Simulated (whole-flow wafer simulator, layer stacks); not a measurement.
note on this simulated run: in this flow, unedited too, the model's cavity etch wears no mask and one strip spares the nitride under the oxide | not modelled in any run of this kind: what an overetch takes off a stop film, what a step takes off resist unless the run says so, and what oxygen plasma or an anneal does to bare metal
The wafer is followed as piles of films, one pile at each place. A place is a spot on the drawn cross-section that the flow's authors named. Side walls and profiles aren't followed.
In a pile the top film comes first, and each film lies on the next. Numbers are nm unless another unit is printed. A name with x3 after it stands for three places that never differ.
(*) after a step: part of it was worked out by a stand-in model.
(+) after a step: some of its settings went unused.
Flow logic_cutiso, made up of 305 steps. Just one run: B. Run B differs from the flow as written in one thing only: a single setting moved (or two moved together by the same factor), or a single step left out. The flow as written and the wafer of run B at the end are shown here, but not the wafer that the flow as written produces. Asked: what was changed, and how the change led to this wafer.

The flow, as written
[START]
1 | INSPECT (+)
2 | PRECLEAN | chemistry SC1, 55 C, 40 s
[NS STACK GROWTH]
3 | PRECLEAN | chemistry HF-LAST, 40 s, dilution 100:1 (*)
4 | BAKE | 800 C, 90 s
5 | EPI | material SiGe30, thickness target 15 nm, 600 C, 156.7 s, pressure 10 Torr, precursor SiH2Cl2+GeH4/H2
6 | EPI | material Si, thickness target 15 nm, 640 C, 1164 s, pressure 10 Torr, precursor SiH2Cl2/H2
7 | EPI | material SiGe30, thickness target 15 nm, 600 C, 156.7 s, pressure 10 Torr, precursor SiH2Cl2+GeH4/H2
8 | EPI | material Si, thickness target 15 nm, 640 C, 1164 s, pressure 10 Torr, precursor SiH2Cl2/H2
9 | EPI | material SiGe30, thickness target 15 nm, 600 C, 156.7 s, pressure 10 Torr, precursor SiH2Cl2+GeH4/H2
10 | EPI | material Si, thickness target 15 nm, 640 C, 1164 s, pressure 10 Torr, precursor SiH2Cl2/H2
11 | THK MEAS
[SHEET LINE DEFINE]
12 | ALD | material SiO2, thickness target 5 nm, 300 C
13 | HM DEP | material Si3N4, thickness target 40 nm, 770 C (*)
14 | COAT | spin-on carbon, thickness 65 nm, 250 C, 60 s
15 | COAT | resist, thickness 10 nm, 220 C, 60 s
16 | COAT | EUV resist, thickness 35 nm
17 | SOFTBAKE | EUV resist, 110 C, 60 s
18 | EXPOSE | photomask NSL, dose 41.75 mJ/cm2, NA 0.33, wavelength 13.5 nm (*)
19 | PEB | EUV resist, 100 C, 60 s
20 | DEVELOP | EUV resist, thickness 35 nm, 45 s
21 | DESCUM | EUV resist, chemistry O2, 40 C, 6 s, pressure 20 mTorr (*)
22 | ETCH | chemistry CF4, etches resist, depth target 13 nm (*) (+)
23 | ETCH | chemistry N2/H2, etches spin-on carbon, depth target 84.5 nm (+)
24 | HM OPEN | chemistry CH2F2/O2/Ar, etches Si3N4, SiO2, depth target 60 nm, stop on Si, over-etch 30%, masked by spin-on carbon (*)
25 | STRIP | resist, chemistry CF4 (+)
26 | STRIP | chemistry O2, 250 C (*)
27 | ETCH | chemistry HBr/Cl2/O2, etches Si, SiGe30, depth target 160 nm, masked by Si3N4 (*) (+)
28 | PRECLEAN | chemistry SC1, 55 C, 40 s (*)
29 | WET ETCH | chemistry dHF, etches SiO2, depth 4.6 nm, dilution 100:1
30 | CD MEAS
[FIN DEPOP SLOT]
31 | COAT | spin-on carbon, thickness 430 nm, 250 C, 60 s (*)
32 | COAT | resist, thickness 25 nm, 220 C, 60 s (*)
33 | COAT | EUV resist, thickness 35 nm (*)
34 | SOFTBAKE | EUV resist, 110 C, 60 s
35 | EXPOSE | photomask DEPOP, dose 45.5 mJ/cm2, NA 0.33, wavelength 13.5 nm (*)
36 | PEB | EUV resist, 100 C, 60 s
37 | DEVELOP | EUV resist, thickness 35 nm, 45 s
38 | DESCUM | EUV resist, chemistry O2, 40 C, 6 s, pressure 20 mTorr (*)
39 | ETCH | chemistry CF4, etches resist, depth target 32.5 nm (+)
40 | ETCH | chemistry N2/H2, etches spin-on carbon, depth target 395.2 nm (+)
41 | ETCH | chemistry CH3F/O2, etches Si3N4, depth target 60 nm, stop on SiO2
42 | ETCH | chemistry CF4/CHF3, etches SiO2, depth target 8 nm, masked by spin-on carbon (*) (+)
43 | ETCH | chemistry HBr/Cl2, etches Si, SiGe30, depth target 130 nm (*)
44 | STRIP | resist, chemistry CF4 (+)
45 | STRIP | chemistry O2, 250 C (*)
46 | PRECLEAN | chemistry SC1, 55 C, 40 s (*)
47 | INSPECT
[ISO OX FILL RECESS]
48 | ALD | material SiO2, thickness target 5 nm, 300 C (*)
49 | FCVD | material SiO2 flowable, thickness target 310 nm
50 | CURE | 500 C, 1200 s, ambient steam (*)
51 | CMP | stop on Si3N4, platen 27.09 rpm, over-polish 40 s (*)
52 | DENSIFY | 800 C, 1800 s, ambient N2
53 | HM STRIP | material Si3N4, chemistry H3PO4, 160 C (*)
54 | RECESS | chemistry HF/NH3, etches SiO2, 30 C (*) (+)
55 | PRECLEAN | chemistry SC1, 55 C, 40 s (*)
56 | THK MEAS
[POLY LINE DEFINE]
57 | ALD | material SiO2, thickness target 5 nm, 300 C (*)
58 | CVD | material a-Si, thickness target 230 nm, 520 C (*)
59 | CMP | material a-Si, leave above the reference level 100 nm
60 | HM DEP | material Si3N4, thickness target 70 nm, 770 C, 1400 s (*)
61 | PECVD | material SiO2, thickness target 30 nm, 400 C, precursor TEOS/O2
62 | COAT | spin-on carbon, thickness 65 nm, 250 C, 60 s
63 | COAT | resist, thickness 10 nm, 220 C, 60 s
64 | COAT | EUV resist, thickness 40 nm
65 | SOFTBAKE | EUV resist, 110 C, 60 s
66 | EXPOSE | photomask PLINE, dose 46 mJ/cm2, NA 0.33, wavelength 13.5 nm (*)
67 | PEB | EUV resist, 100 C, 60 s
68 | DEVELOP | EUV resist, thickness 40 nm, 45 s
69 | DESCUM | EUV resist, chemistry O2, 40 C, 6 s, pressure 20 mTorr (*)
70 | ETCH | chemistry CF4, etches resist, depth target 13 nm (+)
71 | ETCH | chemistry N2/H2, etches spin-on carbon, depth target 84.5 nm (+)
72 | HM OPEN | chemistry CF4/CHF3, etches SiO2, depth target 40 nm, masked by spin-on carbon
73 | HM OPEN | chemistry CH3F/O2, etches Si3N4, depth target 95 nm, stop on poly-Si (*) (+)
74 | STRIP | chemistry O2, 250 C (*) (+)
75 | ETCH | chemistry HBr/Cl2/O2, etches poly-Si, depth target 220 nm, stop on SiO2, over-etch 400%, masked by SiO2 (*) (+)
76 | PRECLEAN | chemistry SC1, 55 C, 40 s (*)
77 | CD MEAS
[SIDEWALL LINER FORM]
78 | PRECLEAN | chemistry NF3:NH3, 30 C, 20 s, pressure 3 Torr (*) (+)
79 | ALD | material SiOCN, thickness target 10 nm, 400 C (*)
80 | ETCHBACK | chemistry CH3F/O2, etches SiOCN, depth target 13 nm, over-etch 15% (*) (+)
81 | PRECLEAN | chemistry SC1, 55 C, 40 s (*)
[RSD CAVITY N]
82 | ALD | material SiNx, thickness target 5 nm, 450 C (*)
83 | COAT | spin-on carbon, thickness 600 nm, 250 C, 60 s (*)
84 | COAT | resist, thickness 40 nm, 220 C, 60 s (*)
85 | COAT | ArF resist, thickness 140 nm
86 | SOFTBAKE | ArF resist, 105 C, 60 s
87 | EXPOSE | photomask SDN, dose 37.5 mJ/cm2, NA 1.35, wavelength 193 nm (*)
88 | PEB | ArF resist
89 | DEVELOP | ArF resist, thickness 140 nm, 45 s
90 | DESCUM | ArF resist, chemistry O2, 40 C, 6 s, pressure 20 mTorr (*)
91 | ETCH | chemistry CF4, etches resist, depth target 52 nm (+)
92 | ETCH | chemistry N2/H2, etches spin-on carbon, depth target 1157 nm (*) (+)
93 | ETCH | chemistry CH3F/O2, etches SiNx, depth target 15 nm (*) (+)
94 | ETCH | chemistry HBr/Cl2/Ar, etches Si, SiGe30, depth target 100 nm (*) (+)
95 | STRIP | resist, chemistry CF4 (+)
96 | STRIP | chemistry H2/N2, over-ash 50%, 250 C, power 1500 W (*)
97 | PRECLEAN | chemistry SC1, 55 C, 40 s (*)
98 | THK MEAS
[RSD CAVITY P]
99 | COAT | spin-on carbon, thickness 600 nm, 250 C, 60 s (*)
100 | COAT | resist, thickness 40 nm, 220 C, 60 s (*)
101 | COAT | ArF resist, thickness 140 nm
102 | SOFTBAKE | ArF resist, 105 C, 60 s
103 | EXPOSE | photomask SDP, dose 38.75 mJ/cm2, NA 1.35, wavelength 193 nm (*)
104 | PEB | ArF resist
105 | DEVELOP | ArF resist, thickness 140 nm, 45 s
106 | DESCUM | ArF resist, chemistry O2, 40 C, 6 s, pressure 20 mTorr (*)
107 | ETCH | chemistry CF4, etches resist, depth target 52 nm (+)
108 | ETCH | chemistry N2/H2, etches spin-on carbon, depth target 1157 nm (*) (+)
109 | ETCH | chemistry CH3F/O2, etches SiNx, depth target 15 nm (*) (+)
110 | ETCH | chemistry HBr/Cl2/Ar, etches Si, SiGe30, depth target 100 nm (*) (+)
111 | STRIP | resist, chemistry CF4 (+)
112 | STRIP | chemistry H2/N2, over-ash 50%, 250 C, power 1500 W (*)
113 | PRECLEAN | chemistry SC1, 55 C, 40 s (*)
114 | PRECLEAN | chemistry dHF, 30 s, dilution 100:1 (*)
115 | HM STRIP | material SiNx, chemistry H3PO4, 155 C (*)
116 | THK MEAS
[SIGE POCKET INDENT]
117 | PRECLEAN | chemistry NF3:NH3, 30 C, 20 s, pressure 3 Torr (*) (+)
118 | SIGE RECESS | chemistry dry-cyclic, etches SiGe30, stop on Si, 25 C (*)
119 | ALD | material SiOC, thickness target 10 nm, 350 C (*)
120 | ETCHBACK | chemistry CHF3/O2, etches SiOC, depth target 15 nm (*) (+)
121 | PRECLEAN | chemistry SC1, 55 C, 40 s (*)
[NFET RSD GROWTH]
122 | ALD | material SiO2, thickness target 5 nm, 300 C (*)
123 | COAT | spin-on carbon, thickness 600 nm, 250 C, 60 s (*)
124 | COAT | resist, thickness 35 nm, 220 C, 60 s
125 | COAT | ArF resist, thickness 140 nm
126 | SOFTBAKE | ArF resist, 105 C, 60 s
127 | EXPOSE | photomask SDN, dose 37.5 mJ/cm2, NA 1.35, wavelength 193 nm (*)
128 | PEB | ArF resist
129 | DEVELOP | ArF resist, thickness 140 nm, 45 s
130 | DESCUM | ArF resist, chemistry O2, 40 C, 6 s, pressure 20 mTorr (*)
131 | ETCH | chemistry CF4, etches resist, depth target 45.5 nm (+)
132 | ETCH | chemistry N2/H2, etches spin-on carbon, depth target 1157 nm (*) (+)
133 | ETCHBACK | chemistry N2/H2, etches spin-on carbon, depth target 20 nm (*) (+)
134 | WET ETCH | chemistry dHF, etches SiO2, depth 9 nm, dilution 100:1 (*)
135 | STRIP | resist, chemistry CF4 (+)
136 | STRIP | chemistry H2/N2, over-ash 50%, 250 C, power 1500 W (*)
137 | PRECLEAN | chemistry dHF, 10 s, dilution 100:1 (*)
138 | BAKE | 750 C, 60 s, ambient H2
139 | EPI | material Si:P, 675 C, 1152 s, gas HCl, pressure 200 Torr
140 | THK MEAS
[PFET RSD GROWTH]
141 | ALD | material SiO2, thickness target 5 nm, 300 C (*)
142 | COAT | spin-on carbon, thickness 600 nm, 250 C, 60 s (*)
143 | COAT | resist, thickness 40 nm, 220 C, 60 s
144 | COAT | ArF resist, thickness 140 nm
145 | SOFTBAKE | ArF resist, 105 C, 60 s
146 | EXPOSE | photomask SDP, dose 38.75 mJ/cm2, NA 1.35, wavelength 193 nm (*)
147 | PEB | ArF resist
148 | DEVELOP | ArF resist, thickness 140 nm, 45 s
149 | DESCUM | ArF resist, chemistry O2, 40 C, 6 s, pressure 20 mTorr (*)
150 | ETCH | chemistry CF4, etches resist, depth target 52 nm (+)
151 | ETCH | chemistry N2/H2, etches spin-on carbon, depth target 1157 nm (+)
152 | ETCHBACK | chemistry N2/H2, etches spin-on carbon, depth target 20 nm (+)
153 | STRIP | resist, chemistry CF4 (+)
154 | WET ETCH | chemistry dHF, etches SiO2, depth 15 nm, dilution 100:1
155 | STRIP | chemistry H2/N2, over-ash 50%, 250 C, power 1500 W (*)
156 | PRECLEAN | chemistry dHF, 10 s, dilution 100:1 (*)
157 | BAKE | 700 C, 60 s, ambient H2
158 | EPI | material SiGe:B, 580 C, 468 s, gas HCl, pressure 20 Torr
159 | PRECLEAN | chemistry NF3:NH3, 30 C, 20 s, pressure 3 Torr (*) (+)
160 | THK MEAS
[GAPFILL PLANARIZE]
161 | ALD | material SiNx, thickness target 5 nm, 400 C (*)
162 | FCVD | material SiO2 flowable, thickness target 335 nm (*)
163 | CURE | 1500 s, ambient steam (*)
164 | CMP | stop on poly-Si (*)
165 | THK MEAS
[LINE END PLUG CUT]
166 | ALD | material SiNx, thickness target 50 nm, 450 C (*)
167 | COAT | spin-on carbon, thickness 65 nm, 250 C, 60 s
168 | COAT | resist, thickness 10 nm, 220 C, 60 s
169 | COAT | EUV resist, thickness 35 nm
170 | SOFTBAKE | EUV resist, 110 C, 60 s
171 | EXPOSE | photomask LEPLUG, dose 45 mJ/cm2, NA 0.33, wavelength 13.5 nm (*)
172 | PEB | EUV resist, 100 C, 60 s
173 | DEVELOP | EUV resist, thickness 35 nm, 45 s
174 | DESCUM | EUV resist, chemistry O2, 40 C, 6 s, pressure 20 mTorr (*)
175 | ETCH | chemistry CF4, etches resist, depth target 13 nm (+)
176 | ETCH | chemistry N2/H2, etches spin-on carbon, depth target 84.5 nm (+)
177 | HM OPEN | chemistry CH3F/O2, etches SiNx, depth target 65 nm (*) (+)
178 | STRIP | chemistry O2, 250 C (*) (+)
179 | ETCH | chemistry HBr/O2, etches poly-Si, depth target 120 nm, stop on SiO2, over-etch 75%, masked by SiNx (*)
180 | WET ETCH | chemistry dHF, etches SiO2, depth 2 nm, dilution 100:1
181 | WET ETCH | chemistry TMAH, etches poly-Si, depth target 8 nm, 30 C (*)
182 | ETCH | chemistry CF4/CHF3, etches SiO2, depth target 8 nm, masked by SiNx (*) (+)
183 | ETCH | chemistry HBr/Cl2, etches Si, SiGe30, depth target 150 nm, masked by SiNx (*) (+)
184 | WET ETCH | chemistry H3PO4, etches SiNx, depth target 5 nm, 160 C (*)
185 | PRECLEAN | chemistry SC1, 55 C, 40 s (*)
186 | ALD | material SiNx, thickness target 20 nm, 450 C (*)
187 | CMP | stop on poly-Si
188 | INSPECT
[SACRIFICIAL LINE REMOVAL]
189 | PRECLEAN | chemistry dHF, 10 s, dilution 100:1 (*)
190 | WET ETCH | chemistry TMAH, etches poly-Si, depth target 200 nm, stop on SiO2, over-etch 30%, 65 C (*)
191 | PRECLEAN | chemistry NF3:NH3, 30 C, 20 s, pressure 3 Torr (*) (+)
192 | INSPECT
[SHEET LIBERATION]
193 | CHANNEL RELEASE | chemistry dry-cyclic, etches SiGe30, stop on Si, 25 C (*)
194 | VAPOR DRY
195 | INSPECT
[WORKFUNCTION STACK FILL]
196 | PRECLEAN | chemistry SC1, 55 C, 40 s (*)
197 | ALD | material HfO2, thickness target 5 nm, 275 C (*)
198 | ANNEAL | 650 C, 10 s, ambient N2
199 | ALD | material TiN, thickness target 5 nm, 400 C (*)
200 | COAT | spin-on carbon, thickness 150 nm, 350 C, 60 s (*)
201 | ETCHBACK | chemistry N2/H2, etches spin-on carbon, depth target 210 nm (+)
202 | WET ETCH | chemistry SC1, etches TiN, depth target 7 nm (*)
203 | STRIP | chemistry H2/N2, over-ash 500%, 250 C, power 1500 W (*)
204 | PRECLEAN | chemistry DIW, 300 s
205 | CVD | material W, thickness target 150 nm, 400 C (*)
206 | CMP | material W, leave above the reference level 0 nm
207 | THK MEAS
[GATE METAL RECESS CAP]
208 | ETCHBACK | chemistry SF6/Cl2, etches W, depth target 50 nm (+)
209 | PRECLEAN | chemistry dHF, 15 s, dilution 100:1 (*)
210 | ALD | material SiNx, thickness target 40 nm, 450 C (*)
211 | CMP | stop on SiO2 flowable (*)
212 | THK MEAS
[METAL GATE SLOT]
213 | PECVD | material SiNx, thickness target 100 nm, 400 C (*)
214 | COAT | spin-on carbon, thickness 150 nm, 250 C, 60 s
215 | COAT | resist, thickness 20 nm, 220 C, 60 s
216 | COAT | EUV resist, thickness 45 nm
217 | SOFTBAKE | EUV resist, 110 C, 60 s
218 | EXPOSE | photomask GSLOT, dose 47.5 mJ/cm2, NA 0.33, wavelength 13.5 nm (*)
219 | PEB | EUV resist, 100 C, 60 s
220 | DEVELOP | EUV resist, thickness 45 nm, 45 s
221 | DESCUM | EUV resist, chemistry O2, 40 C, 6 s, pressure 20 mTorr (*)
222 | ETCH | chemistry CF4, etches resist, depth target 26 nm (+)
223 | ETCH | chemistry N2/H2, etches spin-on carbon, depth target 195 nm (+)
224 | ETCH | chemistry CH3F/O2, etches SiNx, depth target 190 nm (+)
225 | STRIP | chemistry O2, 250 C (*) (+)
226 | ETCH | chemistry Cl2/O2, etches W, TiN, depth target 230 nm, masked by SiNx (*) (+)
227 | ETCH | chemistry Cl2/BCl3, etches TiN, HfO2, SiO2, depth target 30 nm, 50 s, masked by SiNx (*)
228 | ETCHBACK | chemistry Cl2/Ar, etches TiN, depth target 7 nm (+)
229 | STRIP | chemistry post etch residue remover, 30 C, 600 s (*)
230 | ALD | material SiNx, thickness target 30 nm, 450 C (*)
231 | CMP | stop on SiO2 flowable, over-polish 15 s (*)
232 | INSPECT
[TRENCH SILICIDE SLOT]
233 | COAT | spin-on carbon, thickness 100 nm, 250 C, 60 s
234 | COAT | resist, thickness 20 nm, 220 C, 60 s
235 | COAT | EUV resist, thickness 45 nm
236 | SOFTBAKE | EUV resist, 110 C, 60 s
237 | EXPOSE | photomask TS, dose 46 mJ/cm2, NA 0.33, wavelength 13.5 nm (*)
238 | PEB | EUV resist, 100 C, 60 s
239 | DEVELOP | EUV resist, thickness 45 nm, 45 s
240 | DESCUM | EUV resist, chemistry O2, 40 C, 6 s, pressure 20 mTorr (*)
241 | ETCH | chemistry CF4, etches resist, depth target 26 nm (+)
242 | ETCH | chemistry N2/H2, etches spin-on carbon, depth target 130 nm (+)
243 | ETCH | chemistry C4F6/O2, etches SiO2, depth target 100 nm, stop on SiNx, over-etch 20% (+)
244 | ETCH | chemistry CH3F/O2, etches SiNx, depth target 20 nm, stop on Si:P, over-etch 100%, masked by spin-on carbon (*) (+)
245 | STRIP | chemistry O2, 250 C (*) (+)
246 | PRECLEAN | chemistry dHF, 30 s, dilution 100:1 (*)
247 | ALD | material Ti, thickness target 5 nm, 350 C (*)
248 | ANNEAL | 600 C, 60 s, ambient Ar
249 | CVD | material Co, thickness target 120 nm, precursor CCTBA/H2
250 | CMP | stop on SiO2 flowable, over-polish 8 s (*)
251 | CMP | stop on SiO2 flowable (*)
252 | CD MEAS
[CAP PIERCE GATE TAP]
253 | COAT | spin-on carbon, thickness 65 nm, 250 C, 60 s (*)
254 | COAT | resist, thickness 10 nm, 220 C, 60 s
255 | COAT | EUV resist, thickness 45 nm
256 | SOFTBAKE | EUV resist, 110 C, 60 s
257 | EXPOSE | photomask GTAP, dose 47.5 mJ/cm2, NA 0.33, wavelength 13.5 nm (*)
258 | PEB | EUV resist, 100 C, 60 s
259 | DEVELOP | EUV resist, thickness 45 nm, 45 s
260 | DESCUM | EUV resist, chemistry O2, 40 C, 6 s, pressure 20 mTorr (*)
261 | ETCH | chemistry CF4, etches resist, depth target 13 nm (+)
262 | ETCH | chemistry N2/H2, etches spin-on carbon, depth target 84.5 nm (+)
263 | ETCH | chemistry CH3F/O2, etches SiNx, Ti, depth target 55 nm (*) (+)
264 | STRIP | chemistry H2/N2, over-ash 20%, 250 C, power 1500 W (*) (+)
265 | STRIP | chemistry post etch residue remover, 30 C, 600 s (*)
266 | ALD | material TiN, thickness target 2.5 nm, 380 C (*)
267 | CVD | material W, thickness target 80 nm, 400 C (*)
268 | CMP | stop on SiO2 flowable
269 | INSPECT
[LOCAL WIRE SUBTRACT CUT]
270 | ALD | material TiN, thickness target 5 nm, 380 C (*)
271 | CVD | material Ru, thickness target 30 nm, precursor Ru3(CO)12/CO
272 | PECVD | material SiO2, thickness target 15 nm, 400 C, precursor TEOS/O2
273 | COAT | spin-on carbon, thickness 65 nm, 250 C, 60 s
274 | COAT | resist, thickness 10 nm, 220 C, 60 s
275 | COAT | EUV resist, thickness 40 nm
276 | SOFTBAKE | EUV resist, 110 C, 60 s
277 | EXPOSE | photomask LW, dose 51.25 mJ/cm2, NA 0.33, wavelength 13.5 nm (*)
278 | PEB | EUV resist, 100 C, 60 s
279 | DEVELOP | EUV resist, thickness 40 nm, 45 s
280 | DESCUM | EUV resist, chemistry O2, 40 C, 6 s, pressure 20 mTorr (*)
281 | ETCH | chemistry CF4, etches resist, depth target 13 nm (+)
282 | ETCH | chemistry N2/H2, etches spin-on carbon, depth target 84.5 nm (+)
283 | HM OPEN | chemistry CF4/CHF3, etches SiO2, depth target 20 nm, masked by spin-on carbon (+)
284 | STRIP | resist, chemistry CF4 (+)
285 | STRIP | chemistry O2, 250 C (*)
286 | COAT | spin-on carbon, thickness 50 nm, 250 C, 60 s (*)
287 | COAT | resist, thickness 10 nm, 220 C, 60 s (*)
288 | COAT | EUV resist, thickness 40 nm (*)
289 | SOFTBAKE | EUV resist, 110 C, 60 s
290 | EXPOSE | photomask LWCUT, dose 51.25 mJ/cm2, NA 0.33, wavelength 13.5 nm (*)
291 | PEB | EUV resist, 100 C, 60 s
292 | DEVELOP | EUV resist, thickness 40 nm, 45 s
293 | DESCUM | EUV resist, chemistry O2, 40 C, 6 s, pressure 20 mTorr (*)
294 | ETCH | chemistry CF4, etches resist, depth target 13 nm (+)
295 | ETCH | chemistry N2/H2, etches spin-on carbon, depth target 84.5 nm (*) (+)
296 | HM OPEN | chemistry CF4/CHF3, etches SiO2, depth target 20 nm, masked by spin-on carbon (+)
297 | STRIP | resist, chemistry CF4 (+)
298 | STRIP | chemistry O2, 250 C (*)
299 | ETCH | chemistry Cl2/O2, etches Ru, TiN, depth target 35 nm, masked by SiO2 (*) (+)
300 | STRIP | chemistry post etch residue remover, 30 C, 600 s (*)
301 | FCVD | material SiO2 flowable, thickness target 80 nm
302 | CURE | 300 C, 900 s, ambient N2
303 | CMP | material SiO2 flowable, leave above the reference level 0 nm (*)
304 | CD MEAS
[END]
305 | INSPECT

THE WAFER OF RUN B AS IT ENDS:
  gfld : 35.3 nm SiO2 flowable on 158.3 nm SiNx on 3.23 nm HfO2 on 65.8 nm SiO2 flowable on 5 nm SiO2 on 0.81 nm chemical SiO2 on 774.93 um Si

The reason: step 227, ETCH: chemistry Cl2/BCl3, etches TiN, HfO2, SiO2, depth target 30 nm, 50 s, masked by SiNx (*), was not run.

How this came from the change, step by step:
  230 | ALD | material SiNx, thickness target 30 nm, 450 C (*)
      gfld: +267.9 SiNx (new film) (as written it would have been: +260.6 SiNx (new film))
  231 | CMP | stop on SiO2 flowable, over-polish 15 s (*)
      depop, dpovl, gfld and 10 more: -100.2 SiNx (as written it would have been: -62.7 SiNx)
      lnr, lnri, lnrp, lnrt: -98.4 SiNx (all of it), -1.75 SiOCN (as written it would have been: -61 SiNx (all of it), -1.75 SiOCN)
      (and at 5 other places as well)
